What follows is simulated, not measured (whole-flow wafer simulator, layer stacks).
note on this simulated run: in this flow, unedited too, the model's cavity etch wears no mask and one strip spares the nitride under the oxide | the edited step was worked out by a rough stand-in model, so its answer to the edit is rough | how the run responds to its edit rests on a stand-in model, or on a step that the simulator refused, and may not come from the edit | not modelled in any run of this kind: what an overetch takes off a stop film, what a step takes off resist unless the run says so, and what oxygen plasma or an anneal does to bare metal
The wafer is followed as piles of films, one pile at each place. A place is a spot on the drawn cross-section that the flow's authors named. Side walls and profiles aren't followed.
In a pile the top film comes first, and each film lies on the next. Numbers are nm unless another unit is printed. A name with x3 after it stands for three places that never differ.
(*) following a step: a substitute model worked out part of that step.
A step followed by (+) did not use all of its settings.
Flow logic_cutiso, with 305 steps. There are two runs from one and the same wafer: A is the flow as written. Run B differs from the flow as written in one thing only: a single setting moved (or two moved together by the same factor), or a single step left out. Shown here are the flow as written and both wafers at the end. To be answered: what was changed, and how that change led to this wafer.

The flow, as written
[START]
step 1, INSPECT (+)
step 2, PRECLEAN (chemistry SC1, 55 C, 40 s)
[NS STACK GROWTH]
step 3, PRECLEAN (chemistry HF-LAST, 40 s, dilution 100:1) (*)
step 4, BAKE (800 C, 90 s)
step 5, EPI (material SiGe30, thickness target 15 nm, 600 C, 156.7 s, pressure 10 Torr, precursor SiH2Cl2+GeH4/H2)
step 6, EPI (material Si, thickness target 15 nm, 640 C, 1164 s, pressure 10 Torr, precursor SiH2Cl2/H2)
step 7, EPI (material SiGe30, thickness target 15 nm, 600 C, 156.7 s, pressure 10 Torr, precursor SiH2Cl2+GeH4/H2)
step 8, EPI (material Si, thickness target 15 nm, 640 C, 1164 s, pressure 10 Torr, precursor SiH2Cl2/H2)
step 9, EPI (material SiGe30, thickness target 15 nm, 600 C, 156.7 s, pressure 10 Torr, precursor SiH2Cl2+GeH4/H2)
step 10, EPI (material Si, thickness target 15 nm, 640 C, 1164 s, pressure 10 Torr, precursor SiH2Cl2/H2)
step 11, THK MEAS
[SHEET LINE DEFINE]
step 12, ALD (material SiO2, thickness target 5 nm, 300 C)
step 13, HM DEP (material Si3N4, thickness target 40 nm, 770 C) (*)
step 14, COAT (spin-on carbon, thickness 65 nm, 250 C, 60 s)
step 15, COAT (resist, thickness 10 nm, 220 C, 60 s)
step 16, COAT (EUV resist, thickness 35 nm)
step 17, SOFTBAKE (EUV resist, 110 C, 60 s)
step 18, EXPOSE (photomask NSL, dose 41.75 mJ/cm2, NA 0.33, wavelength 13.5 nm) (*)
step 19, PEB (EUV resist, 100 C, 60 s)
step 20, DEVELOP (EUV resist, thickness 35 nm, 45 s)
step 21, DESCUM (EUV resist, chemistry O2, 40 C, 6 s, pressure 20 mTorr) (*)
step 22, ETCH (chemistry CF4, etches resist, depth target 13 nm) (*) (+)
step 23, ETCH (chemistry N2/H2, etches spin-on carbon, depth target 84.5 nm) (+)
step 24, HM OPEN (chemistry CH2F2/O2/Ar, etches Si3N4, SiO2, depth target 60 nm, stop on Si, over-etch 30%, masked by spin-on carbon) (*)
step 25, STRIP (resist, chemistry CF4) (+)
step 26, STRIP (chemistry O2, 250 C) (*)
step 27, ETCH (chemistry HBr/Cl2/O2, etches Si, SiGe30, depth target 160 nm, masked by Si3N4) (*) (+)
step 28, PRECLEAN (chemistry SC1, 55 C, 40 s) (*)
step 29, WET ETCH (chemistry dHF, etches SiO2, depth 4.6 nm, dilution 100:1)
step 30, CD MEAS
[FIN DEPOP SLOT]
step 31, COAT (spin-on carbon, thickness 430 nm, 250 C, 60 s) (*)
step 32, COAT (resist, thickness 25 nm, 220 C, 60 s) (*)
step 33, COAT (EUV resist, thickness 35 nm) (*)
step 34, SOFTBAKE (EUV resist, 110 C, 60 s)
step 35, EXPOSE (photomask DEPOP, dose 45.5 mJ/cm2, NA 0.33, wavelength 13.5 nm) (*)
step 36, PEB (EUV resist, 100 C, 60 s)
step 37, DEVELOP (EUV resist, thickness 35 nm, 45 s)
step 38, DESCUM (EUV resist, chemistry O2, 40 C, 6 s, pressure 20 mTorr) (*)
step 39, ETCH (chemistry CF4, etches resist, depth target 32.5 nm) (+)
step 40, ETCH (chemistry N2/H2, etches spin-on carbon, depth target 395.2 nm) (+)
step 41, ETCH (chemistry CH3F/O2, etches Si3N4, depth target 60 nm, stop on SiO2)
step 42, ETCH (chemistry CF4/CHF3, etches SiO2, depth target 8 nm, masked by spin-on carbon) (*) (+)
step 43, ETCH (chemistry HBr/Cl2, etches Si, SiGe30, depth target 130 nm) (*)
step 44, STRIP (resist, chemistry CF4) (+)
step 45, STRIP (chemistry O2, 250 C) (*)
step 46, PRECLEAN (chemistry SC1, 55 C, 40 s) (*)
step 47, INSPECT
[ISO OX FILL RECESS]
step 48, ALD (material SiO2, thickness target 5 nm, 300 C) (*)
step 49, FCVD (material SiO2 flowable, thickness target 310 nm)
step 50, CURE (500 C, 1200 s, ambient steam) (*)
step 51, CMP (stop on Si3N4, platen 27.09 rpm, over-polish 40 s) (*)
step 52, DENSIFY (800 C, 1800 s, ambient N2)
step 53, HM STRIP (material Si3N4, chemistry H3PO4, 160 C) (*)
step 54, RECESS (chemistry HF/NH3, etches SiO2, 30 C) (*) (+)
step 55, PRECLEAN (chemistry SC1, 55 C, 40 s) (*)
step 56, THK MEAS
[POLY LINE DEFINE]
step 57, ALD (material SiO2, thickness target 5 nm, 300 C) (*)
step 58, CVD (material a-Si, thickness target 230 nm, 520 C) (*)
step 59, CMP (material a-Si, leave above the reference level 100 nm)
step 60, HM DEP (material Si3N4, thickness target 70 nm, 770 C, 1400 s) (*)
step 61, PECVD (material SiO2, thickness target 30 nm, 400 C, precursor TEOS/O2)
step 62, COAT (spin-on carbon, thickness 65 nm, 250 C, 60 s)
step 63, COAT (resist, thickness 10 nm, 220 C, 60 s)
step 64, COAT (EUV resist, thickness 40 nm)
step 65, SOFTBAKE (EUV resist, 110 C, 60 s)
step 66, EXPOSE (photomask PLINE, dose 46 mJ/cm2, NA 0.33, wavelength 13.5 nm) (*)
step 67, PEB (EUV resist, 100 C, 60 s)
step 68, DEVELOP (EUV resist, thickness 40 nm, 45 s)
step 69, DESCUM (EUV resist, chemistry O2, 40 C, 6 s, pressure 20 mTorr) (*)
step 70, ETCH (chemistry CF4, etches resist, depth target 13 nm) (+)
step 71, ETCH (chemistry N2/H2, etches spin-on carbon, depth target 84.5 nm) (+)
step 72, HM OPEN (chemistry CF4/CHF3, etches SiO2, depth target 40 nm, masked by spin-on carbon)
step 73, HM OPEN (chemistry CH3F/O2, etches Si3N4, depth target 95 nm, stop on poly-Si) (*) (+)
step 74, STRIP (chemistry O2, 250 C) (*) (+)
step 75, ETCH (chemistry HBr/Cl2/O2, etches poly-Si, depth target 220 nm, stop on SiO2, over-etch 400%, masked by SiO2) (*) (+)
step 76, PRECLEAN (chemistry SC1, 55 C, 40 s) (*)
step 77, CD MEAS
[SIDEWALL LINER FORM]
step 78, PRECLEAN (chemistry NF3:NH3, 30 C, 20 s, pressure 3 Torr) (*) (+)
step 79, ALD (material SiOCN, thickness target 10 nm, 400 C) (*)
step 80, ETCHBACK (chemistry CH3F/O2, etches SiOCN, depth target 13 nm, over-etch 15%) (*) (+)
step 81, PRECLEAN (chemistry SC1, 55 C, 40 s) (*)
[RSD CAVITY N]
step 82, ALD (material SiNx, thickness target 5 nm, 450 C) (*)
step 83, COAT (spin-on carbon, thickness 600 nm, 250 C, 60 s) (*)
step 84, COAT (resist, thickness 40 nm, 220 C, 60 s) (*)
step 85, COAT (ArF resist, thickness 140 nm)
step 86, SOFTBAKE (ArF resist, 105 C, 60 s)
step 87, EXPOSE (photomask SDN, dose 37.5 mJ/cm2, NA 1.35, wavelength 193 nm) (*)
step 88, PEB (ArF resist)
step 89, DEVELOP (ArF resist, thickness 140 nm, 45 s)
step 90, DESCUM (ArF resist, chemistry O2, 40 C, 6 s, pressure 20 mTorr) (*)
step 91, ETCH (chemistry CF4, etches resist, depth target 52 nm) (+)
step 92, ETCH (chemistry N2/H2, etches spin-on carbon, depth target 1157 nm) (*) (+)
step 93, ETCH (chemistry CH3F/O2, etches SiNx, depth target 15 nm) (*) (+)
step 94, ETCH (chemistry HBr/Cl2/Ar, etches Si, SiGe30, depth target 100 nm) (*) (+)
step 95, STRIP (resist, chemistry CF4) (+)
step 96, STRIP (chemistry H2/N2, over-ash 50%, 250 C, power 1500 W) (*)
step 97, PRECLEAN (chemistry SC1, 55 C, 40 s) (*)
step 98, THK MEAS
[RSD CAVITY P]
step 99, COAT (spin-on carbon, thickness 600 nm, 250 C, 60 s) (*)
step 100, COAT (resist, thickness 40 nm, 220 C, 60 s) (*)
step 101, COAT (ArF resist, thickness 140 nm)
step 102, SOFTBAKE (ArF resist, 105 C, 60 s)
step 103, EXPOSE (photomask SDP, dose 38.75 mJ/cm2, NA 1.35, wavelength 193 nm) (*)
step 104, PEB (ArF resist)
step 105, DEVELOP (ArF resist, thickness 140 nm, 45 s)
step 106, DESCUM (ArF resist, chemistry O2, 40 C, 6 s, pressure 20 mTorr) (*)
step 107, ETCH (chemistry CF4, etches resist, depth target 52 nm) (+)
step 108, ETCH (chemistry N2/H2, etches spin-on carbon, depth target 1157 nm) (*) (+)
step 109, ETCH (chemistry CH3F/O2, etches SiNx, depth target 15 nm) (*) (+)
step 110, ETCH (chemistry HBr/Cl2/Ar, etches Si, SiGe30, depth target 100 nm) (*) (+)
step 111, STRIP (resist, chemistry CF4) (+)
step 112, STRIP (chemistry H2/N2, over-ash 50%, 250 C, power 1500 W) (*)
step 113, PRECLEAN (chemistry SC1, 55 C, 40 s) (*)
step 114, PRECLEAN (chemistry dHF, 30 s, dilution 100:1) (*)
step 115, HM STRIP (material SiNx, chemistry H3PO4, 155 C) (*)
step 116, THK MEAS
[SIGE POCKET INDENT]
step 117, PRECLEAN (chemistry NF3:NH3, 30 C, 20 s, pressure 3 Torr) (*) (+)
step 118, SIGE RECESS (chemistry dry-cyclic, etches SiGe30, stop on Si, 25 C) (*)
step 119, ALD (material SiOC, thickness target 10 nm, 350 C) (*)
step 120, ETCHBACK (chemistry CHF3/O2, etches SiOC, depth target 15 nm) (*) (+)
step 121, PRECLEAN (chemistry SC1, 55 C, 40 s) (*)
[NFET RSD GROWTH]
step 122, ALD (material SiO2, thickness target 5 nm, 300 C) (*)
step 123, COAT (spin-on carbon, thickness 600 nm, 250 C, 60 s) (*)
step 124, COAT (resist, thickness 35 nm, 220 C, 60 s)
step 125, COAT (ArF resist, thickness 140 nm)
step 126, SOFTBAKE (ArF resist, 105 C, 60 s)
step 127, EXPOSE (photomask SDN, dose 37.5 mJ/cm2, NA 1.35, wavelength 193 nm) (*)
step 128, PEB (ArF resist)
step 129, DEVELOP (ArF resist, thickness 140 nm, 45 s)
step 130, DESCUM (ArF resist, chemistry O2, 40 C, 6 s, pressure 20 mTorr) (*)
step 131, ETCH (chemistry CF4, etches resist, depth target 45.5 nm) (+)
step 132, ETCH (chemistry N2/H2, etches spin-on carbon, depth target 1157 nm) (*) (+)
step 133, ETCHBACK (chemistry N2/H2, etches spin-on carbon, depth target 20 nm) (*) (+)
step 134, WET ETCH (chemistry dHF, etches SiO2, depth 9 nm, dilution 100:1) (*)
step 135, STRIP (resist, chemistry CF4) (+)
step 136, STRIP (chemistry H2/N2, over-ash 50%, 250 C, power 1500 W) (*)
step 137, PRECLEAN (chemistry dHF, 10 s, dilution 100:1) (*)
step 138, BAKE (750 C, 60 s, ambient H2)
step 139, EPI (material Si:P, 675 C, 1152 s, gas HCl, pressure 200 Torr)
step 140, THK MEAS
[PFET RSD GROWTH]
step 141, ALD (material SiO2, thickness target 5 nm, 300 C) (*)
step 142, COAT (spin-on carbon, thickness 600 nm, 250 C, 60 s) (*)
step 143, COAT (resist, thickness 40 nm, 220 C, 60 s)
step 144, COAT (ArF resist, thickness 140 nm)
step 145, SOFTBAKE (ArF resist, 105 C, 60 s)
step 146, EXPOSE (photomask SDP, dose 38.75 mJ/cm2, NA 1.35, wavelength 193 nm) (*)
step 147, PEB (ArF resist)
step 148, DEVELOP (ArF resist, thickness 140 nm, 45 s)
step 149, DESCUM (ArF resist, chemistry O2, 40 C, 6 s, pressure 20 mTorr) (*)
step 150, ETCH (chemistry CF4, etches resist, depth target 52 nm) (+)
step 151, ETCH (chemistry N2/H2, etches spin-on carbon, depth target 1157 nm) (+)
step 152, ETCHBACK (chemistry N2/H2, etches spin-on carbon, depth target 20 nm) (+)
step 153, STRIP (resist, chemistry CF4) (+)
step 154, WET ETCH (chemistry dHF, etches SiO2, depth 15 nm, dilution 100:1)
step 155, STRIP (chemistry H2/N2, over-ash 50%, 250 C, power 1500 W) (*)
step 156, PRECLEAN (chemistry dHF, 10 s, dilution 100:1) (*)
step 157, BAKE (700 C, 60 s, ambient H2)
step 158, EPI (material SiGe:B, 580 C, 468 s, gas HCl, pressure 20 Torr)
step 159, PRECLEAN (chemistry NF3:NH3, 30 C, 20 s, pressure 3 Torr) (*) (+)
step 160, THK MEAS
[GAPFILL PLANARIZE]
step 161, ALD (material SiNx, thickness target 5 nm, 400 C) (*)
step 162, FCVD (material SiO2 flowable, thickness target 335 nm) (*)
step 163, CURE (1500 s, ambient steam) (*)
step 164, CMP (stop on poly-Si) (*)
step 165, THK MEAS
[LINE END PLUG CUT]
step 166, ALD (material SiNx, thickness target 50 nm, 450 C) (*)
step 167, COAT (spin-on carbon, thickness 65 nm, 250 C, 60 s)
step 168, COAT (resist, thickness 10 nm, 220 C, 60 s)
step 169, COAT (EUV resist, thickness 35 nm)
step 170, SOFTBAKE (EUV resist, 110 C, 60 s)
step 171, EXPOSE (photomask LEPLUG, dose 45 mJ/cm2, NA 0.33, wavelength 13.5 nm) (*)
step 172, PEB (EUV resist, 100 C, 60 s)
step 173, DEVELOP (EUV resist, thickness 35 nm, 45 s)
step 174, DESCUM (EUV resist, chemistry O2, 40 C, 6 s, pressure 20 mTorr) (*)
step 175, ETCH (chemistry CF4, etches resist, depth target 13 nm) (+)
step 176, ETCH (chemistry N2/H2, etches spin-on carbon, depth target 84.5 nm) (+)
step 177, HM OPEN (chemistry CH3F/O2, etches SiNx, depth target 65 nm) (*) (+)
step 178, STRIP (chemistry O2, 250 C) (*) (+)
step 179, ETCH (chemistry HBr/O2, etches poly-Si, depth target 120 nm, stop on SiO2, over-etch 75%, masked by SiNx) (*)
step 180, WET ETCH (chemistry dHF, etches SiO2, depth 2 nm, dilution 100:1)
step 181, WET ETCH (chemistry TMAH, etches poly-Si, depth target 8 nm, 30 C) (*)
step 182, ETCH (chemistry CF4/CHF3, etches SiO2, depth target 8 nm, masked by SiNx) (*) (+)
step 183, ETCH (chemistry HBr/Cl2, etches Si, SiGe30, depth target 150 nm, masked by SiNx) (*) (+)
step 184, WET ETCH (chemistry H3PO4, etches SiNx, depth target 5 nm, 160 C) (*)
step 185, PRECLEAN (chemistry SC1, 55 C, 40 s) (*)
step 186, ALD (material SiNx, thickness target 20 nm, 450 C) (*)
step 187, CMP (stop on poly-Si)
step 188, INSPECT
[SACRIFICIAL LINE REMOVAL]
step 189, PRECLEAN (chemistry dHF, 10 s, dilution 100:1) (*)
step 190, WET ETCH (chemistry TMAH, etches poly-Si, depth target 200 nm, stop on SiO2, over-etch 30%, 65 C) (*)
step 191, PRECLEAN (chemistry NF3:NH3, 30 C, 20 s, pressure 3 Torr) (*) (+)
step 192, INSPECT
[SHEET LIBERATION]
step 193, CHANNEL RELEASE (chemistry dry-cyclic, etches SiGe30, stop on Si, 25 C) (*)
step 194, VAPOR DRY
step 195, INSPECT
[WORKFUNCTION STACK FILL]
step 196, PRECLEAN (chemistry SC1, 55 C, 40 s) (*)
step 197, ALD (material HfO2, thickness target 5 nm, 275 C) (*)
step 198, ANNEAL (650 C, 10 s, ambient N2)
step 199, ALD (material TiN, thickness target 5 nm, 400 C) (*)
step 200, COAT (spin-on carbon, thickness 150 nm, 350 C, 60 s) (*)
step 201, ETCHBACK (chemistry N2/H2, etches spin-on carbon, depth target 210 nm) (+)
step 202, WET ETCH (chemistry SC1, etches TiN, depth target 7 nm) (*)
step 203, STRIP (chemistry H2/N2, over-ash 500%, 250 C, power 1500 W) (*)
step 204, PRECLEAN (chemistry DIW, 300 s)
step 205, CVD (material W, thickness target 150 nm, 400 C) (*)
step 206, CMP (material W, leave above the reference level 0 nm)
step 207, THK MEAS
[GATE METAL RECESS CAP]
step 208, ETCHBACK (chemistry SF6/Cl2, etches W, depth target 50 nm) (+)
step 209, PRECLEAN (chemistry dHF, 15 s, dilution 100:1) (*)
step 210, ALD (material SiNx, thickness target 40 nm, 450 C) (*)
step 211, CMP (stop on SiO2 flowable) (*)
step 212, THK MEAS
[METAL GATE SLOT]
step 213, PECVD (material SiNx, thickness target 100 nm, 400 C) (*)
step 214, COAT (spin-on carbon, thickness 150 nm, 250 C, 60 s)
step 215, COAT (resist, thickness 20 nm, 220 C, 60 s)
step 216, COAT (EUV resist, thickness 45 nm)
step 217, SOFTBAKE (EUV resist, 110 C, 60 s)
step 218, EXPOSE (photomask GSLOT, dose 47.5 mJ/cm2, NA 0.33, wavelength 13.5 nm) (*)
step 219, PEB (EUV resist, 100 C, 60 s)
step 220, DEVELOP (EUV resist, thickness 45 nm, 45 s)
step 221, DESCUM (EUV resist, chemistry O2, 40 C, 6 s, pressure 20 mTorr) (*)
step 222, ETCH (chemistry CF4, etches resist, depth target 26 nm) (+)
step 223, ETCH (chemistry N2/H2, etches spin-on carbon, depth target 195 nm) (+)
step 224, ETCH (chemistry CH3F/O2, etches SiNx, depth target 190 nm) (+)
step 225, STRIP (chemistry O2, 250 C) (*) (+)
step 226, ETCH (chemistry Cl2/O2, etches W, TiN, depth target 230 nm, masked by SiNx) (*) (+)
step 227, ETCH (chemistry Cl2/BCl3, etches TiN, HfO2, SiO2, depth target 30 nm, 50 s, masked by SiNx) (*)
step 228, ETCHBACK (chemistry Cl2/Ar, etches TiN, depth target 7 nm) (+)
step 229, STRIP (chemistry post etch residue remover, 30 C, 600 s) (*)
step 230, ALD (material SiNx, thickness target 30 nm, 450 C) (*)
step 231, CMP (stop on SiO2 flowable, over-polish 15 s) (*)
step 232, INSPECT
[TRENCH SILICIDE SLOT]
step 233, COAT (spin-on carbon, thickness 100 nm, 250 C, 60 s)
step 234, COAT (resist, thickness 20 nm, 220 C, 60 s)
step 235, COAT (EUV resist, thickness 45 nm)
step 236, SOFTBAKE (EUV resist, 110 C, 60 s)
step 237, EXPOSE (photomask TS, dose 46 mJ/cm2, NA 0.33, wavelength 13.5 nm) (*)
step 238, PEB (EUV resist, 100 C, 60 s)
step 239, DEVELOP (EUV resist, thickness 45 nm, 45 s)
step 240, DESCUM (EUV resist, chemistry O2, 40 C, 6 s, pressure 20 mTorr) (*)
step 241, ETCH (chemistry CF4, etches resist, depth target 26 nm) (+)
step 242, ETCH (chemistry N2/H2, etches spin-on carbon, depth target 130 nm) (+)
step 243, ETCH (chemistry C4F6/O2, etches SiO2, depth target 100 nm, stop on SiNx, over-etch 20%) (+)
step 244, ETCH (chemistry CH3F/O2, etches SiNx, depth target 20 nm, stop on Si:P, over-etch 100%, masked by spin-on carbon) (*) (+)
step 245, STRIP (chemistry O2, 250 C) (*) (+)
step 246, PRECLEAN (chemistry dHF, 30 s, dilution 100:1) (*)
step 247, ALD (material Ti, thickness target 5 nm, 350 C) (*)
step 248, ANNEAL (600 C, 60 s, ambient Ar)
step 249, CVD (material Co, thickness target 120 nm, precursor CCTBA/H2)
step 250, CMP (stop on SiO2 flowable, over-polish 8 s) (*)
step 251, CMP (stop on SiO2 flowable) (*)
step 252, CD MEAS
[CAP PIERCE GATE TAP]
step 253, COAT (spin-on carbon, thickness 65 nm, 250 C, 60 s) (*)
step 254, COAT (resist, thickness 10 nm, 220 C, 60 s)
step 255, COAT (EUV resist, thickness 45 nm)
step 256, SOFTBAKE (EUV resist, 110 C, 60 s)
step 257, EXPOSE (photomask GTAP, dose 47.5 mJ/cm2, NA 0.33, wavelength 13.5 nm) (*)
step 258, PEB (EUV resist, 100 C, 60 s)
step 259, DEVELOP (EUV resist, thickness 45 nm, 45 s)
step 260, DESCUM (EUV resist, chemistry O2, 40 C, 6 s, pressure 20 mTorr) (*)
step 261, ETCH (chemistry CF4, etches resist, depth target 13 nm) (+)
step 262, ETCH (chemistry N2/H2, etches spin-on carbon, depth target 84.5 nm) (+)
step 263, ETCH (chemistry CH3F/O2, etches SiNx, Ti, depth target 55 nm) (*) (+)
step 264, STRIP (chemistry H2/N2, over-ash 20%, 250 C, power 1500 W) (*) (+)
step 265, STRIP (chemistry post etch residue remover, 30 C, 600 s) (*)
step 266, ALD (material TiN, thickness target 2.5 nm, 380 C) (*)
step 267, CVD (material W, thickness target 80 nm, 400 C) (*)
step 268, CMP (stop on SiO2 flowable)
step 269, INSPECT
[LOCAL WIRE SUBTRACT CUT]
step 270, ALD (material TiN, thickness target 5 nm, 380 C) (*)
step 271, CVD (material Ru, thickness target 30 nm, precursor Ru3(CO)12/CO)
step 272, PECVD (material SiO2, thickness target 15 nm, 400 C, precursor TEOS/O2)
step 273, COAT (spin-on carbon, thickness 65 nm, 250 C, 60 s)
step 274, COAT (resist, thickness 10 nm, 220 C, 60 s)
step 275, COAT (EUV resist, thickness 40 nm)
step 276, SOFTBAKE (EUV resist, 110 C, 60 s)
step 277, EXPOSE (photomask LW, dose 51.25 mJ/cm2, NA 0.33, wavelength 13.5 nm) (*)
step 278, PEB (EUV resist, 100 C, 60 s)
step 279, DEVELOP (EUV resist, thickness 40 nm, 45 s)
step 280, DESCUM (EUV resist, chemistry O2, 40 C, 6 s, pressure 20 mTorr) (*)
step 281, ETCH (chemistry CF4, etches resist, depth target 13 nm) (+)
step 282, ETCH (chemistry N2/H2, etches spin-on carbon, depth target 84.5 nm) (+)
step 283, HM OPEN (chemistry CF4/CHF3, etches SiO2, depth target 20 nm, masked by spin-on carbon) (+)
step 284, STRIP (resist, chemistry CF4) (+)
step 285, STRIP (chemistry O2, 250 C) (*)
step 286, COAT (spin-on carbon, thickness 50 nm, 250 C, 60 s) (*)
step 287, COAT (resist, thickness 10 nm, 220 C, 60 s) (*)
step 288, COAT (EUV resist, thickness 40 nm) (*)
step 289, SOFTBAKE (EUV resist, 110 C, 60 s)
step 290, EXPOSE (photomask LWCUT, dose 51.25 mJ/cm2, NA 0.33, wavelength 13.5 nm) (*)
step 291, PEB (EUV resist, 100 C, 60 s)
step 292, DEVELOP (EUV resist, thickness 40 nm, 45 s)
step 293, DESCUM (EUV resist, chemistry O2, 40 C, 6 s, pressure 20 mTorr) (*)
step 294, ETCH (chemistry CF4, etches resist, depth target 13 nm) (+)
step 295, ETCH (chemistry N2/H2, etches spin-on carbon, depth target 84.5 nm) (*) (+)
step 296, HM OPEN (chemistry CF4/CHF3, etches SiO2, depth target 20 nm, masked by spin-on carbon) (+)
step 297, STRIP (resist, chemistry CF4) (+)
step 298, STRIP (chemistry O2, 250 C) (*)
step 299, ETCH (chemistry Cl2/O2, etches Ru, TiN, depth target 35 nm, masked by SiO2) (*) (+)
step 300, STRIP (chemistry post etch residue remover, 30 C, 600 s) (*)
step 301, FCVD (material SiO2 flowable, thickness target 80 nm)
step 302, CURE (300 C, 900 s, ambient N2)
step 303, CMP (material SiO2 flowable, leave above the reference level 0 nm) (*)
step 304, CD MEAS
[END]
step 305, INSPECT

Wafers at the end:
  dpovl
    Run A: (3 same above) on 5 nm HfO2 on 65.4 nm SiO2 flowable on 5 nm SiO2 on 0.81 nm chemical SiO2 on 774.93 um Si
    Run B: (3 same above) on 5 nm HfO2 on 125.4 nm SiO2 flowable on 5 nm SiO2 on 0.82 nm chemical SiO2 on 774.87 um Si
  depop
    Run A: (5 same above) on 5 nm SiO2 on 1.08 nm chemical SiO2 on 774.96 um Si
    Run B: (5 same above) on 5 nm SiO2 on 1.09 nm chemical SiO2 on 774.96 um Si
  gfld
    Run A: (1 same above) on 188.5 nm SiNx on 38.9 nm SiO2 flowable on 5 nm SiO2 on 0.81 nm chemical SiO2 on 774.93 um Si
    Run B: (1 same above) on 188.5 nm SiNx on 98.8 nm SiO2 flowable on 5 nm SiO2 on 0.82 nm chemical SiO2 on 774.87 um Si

Cause: step 27, ETCH: depth target 220 nm was run, whereas the flow has depth target 160 nm.

The path from the change to this, step by step:
  step 27, ETCH (chemistry HBr/Cl2/O2, etches Si, SiGe30, depth target 160 nm, masked by Si3N4) (*) (+)
      depop, gl, glp and 12 more: A -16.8 Si3N4 | B -22.3 Si3N4
      gfld, gxf, iso, lnri: A -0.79 chemical SiO2 (all of it), -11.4 Si (all of it), -15 SiGe30 (all of it), -15 Si (all of it), -15 SiGe30 (all of it), -15 Si (all of it), -15 SiGe30 (all of it), -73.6 Si | B -0.79 chemical SiO2 (all of it), -11.4 Si (all of it), -15 SiGe30 (all of it), -15 Si (all of it), -15 SiGe30 (all of it), -15 Si (all of it), -15 SiGe30 (all of it), -133.6 Si
      (and at 3 other places as well)
  step 31, COAT (spin-on carbon, thickness 430 nm, 250 C, 60 s) (*)
      depop, ns: A +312 spin-on carbon (new film) | B +278.4 spin-on carbon (new film)
      dpovl, nsgap: A +503.7 spin-on carbon (new film) | B +524.7 spin-on carbon (new film)
      (and at 18 other places as well)
  step 40, ETCH (chemistry N2/H2, etches spin-on carbon, depth target 395.2 nm) (+)
      depop: A -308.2 spin-on carbon (all of it), -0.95 Si3N4 | B -274.7 spin-on carbon (all of it), -1.31 Si3N4
  step 41, ETCH (chemistry CH3F/O2, etches Si3N4, depth target 60 nm, stop on SiO2)
      gfld, gl, glp and 17 more: A -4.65 resist | B -3.48 resist
      depop: A -22.2 Si3N4 (all of it), -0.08 SiO2 | B -16.4 Si3N4 (all of it), -0.08 SiO2
      (and at 1 other place as well)
  step 42, ETCH (chemistry CF4/CHF3, etches SiO2, depth target 8 nm, masked by spin-on carbon) (*) (+)
      gl: A -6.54 resist (all of it), -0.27 spin-on carbon | B -7.38 resist
      gxf: A -7.42 resist (all of it) | B -7.38 resist
      (and at 16 other places as well)
  step 43, ETCH (chemistry HBr/Cl2, etches Si, SiGe30, depth target 130 nm) (*)
      gxf: A -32 spin-on carbon | B -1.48 resist (all of it), -29.9 spin-on carbon
      gxn: A -32 spin-on carbon | B -1.33 resist (all of it), -30.1 spin-on carbon
      (and at 6 other places as well)
  step 45, STRIP (chemistry O2, 250 C) (*)
      gfld, lnri: A +0.82 chemical SiO2 (new film), -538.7 spin-on carbon (all of it), -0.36 Si | B +0.83 chemical SiO2 (new film), -580.6 spin-on carbon (all of it), -0.36 Si
      glp, tap: A -347.6 spin-on carbon (all of it) | B -333.8 spin-on carbon (all of it)
      (and at 17 other places as well)
  step 49, FCVD (material SiO2 flowable, thickness target 310 nm)
      gl, glp, gxn and 10 more: A +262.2 SiO2 flowable (new film) | B +248.6 SiO2 flowable (new film)
      gfld, gxf, iso, lnri: A +453.9 SiO2 flowable (new film) | B +494.8 SiO2 flowable (new film)
      (and at 5 other places as well)
  step 51, CMP (stop on Si3N4, platen 27.09 rpm, over-polish 40 s) (*)
      lnrt, rsdn, tap: A -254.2 SiO2 flowable (all of it), -5 SiO2 (all of it), -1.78 Si3N4 | B -241 SiO2 flowable (all of it), -5 SiO2 (all of it), -1.78 Si3N4
      gxn, gxp: A -253 SiO2 flowable (all of it), -5 SiO2 (all of it), -1.78 Si3N4 | B -239.7 SiO2 flowable (all of it), -5 SiO2 (all of it), -1.78 Si3N4
      (and at 17 other places as well)
  step 52, DENSIFY (800 C, 1800 s, ambient N2)
      gfld, gxf, iso, lnri: A -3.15 SiO2 flowable | B -4.46 SiO2 flowable
      dpovl: A -2.82 SiO2 flowable | B -3.43 SiO2 flowable
      (and at 2 other places as well)
  step 53, HM STRIP (material Si3N4, chemistry H3PO4, 160 C) (*)
      gl, glp, gxn and 11 more: A -21.4 Si3N4 (all of it), -0.36 SiO2 | B -15.9 Si3N4 (all of it), -0.27 SiO2
  step 54, RECESS (chemistry HF/NH3, etches SiO2, 30 C) (*) (+)
      gfld, gxf, iso, lnri: A -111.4 SiO2 flowable | B -105.1 SiO2 flowable
      depop: A -111.9 SiO2 flowable | B -107 SiO2 flowable
      (and at 3 other places as well)
